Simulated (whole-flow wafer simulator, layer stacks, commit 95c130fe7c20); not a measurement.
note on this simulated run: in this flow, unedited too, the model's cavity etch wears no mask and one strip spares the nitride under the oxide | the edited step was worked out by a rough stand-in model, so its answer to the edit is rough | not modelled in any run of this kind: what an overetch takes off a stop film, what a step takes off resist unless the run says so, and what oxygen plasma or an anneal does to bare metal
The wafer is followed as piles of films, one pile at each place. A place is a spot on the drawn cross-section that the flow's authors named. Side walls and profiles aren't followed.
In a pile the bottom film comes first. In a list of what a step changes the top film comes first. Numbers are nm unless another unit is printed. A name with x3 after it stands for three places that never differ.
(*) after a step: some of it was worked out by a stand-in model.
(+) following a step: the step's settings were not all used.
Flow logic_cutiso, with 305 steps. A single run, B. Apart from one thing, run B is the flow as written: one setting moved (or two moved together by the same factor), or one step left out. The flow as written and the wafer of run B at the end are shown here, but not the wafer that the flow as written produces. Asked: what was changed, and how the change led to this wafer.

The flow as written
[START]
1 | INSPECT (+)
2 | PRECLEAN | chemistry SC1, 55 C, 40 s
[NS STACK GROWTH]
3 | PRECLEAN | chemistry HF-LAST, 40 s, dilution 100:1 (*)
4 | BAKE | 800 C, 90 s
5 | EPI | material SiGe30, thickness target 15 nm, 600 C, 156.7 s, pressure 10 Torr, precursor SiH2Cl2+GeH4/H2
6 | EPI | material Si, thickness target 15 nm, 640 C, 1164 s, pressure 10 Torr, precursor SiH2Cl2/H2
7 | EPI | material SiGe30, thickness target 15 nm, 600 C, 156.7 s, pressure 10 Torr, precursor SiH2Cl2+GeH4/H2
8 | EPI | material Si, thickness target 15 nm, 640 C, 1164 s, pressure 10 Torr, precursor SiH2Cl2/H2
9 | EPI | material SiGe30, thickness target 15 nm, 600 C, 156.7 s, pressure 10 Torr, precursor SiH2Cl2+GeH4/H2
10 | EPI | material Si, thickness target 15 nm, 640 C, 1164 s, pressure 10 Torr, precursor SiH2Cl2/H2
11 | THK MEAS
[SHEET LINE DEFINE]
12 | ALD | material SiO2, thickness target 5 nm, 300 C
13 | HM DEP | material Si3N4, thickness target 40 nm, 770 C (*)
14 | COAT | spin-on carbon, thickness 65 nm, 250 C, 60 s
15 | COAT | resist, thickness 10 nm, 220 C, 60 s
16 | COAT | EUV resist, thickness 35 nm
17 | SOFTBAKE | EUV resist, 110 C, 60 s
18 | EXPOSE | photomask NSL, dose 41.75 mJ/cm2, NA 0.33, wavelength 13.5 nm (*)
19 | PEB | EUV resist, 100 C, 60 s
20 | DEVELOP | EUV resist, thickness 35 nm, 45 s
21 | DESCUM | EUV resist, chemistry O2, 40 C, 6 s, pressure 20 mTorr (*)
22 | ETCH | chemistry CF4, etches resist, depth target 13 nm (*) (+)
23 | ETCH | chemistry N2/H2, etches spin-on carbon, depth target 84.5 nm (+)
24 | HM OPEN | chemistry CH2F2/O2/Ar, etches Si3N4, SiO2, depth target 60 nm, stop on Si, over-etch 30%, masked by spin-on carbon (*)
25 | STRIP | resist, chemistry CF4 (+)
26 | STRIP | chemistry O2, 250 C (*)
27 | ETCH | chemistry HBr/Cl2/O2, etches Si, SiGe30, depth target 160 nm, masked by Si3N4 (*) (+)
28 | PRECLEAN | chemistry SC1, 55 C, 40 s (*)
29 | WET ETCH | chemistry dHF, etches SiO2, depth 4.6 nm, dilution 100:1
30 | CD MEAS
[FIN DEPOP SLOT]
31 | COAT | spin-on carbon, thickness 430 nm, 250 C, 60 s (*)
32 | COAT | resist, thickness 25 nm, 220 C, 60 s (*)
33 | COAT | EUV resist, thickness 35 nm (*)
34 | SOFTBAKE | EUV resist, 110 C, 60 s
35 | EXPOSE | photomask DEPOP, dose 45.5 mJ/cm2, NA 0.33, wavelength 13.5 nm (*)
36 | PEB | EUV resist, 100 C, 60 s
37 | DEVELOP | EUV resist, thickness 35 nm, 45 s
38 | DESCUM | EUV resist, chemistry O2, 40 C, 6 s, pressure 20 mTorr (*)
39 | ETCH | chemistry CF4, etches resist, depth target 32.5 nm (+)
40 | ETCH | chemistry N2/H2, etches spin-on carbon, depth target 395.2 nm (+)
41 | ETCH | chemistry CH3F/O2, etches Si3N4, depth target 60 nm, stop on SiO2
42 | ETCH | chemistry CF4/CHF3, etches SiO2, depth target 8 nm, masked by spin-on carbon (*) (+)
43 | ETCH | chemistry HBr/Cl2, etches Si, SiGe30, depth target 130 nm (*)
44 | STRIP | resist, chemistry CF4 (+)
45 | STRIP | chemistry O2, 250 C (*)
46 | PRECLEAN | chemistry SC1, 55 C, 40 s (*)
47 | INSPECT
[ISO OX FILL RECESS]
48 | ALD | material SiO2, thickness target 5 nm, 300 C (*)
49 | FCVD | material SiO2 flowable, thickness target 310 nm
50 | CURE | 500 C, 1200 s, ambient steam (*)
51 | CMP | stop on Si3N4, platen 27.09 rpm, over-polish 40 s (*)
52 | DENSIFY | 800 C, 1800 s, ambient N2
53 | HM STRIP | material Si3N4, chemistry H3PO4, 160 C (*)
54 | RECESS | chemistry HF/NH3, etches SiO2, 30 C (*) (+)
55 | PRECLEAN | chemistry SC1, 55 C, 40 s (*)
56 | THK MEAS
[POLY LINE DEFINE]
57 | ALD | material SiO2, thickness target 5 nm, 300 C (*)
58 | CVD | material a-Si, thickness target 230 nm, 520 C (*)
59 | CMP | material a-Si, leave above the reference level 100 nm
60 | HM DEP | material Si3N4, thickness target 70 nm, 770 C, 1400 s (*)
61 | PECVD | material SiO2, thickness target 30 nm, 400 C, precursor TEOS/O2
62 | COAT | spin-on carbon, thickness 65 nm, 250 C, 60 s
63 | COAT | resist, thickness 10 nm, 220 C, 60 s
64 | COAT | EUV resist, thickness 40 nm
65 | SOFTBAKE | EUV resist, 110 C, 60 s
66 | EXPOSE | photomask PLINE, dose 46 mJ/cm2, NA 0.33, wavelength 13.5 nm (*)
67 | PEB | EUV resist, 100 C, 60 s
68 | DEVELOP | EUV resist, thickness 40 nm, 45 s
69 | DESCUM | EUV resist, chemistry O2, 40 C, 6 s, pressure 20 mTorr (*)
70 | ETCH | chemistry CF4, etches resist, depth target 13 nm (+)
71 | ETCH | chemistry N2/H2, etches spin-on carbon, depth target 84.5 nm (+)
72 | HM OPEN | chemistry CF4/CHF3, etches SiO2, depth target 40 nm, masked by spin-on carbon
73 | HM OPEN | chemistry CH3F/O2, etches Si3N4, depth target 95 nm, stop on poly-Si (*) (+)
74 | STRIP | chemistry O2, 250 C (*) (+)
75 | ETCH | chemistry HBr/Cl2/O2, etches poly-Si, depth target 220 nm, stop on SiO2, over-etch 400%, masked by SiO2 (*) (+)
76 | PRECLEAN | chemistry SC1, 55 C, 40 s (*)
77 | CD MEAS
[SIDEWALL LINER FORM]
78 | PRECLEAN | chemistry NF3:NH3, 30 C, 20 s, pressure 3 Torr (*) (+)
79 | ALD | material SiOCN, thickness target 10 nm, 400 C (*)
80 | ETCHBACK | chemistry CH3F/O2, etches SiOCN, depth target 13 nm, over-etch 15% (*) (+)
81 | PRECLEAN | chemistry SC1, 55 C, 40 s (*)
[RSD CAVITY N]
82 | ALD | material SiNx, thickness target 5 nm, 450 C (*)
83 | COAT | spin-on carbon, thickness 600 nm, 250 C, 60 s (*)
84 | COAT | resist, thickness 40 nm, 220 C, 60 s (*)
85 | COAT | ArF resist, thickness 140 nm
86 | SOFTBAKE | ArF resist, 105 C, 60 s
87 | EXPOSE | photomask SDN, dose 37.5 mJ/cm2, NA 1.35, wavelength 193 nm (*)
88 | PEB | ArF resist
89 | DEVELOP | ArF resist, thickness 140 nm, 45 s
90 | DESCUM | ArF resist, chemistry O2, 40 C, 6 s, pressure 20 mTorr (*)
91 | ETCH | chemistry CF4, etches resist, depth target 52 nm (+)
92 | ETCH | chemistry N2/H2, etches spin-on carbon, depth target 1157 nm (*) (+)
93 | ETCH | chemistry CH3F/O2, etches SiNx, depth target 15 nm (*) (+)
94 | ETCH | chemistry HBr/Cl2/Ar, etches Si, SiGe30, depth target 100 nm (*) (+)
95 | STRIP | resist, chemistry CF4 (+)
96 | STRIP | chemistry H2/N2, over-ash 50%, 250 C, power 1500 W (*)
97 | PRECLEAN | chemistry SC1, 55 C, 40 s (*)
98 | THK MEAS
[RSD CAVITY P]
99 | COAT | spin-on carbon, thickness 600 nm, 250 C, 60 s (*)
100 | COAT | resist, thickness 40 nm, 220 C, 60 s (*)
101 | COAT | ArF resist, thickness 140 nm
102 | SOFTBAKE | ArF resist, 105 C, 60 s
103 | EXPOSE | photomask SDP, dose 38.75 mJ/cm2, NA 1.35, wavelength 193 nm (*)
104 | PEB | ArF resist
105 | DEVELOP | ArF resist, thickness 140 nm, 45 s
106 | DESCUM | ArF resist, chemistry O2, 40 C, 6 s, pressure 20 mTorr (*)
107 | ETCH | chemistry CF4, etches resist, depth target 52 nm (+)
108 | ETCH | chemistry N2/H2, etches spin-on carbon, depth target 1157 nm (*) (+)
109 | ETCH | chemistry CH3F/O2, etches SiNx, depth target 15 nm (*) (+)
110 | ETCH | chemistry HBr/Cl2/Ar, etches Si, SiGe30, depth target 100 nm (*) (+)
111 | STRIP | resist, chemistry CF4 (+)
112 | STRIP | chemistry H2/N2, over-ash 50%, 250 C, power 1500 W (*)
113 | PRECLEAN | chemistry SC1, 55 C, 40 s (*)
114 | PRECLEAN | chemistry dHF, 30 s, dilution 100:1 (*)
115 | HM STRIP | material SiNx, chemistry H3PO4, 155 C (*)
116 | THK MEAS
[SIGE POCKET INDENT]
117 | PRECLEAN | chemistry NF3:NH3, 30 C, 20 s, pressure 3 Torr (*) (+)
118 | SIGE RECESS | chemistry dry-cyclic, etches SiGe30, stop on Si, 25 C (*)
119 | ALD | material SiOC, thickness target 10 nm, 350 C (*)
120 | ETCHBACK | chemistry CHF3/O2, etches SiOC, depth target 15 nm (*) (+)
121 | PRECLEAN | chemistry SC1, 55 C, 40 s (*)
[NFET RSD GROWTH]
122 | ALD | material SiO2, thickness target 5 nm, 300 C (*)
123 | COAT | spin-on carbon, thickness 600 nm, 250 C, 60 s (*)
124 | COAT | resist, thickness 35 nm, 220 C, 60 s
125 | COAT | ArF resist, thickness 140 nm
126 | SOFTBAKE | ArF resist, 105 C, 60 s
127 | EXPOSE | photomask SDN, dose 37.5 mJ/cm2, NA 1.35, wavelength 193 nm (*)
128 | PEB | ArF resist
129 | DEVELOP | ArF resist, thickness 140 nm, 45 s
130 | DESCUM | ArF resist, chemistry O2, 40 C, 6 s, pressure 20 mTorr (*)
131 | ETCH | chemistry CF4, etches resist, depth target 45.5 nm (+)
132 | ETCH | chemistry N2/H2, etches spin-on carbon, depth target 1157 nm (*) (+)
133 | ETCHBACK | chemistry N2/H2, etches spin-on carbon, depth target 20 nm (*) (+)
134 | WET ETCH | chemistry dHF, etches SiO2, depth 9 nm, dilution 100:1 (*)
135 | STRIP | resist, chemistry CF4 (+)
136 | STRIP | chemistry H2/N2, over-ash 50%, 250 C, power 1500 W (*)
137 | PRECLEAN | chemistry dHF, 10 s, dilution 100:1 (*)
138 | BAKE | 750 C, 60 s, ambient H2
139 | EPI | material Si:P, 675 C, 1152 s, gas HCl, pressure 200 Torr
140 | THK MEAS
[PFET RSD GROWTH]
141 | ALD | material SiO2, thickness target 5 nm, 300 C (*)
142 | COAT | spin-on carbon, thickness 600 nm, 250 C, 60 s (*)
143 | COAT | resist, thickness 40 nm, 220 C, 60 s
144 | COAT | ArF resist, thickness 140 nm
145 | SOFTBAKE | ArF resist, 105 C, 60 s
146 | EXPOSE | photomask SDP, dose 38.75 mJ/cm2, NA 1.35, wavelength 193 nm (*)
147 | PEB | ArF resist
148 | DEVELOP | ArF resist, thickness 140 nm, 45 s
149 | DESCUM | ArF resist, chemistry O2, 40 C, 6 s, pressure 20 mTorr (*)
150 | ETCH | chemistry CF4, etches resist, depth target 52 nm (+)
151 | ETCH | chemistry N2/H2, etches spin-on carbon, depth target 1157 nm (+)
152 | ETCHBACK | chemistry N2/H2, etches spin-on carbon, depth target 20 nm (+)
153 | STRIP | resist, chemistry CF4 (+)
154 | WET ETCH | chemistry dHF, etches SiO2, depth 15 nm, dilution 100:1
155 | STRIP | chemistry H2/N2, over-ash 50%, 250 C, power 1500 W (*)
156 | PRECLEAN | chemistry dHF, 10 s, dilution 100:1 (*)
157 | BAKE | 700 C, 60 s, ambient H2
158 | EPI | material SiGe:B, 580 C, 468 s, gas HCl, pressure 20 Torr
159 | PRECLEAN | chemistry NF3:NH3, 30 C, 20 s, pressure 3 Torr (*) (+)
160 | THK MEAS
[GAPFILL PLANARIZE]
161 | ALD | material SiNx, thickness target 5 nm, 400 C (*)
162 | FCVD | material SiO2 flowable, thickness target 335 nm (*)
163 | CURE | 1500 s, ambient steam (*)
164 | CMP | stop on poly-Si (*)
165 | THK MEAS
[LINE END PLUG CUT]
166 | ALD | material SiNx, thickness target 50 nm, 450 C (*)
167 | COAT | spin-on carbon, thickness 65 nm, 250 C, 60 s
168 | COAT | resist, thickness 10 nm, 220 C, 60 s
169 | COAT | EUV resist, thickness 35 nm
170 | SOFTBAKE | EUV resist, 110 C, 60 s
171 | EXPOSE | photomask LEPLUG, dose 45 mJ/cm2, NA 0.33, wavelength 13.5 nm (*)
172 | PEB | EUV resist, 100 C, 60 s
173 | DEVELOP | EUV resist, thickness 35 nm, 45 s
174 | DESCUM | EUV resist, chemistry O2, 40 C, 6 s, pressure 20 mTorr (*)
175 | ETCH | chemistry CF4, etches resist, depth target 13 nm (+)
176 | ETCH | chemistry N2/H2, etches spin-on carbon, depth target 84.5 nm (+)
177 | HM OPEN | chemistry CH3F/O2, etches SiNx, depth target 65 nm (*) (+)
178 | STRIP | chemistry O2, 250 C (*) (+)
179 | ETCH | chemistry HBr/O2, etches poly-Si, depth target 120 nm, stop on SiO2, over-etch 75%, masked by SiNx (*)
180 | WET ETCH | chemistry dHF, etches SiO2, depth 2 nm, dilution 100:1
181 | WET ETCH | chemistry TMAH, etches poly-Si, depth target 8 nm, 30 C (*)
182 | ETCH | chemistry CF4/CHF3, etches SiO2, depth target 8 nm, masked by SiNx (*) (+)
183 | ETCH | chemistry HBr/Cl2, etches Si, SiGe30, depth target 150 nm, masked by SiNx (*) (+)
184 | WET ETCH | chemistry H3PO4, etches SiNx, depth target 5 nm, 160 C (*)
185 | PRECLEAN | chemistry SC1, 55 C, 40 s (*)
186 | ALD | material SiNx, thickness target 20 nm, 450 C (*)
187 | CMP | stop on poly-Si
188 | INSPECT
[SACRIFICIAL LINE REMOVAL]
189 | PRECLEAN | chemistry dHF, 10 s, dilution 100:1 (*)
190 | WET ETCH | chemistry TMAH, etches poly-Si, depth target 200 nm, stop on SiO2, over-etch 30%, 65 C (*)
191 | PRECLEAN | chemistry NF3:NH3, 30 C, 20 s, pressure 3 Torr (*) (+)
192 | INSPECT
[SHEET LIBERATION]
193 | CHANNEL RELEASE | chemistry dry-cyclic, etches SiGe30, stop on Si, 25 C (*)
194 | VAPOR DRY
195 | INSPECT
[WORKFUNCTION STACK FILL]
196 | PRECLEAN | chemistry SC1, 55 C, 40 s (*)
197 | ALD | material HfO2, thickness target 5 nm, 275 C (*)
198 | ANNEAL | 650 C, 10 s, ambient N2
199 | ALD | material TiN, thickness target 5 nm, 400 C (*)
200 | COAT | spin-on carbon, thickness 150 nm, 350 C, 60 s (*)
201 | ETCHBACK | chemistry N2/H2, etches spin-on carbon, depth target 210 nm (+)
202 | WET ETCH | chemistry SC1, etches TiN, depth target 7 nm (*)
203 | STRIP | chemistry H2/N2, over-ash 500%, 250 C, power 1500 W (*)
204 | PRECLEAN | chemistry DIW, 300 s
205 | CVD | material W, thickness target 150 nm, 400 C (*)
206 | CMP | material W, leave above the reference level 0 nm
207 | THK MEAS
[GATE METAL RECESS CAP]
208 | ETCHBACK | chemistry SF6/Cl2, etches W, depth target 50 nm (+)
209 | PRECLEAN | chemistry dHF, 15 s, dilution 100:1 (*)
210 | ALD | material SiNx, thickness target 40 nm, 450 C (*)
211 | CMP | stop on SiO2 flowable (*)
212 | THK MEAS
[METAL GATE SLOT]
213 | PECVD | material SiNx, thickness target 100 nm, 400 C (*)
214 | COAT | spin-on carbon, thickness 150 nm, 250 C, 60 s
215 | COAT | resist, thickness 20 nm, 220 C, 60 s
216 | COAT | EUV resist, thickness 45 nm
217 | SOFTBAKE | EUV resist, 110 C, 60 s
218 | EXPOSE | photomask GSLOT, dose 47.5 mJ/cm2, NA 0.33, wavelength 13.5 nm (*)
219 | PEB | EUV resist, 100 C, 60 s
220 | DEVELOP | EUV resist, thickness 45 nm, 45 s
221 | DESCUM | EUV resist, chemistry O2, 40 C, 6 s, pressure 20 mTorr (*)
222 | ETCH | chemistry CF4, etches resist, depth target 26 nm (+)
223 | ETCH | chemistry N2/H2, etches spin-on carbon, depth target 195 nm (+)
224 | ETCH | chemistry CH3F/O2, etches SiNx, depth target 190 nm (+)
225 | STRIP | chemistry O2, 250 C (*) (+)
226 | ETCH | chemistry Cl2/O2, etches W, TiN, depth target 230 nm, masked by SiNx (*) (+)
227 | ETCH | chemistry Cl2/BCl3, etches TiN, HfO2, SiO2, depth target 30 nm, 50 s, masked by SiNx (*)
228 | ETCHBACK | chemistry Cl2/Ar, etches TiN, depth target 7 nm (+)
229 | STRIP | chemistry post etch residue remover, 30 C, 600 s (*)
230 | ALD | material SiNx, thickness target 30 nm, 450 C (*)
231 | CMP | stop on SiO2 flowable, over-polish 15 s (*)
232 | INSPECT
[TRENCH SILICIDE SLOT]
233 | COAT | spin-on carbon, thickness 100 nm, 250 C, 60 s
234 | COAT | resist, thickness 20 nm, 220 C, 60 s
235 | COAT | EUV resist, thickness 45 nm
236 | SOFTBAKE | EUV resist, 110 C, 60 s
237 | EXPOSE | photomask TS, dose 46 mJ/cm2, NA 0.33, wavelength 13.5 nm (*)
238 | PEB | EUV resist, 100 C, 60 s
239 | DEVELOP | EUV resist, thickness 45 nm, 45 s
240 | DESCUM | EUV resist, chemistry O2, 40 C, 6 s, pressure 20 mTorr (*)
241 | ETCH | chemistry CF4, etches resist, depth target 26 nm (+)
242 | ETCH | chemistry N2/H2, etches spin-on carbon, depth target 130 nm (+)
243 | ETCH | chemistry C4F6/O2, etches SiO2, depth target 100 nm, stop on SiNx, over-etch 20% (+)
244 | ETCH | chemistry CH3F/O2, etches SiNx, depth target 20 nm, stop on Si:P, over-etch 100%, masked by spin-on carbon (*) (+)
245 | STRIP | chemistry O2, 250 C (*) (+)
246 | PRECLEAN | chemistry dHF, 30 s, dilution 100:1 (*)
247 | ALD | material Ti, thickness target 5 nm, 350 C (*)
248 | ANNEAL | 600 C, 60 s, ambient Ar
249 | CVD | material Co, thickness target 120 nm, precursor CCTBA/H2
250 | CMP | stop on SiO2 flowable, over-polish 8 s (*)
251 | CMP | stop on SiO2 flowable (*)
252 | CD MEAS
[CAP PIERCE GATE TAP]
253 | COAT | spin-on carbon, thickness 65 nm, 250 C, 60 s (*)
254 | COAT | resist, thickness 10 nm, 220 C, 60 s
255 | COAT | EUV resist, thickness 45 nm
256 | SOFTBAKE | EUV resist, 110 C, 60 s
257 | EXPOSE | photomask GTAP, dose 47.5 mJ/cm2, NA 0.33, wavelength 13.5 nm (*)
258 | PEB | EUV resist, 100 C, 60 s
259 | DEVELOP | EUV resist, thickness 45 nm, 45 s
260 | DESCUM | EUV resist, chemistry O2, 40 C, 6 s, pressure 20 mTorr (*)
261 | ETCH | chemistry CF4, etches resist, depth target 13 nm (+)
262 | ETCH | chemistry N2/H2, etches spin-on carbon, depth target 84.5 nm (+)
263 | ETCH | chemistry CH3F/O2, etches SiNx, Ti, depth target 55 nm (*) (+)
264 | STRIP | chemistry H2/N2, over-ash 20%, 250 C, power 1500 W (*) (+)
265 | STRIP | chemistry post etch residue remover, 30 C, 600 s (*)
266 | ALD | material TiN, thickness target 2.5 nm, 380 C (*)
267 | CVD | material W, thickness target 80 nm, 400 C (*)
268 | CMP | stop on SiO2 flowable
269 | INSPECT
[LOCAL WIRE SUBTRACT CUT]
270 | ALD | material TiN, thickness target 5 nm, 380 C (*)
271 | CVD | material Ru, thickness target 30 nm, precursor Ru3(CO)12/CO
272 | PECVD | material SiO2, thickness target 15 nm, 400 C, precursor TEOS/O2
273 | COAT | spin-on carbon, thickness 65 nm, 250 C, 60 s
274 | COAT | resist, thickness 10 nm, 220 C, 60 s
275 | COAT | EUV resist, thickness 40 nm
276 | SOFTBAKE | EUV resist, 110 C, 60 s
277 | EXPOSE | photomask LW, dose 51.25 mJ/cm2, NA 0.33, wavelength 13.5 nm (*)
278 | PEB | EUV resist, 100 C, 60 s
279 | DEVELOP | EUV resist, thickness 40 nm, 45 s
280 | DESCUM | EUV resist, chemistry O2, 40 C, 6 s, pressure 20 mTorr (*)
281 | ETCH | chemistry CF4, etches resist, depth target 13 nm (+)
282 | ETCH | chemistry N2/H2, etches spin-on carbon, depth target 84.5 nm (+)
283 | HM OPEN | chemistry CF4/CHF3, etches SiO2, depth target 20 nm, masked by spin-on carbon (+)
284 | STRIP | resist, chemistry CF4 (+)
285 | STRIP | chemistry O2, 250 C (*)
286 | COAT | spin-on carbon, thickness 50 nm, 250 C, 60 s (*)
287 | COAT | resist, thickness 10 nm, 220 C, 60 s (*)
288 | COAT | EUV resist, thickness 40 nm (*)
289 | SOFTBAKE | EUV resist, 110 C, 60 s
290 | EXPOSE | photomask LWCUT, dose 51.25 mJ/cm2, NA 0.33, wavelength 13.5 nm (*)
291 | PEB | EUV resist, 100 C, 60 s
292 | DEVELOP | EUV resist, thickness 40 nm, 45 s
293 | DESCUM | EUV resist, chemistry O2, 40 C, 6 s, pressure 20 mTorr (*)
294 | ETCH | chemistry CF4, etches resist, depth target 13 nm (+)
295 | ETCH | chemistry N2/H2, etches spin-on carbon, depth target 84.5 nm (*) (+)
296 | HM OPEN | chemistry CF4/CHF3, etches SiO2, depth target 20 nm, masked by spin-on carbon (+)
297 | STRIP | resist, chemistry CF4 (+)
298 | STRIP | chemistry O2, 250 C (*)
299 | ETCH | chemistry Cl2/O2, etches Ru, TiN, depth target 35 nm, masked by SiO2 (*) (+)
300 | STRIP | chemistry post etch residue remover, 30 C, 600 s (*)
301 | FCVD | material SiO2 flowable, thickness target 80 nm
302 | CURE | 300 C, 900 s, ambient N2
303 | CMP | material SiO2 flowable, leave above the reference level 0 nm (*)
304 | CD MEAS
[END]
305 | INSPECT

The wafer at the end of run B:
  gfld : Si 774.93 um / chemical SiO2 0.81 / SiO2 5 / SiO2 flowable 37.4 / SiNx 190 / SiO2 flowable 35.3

What caused this: step 227, ETCH: depth target 31.5 nm was run, whereas the flow has depth target 30 nm; step 227, ETCH: 52.5 s was run, where the flow has 50 s.

Step by step, how the change led to this:
  227 | ETCH | chemistry Cl2/BCl3, etches TiN, HfO2, SiO2, depth target 30 nm, 50 s, masked by SiNx (*)
      depop, dpovl, gl and 18 more: -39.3 SiNx (it would be, as written: -37.4 SiNx)
      gfld: -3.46 HfO2 (all of it), -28 SiO2 flowable (it would be, as written: -3.46 HfO2 (all of it), -26.5 SiO2 flowable)
  231 | CMP | stop on SiO2 flowable, over-polish 15 s (*)
      depop, dpovl, gl and 8 more: -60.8 SiNx (it would be, as written: -62.7 SiNx)
      lnr, lnri, lnrp, lnrt: -59.1 SiNx (all of it), -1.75 SiOCN (it would be, as written: -61 SiNx (all of it), -1.75 SiOCN)
      (as well as at 7 more places)
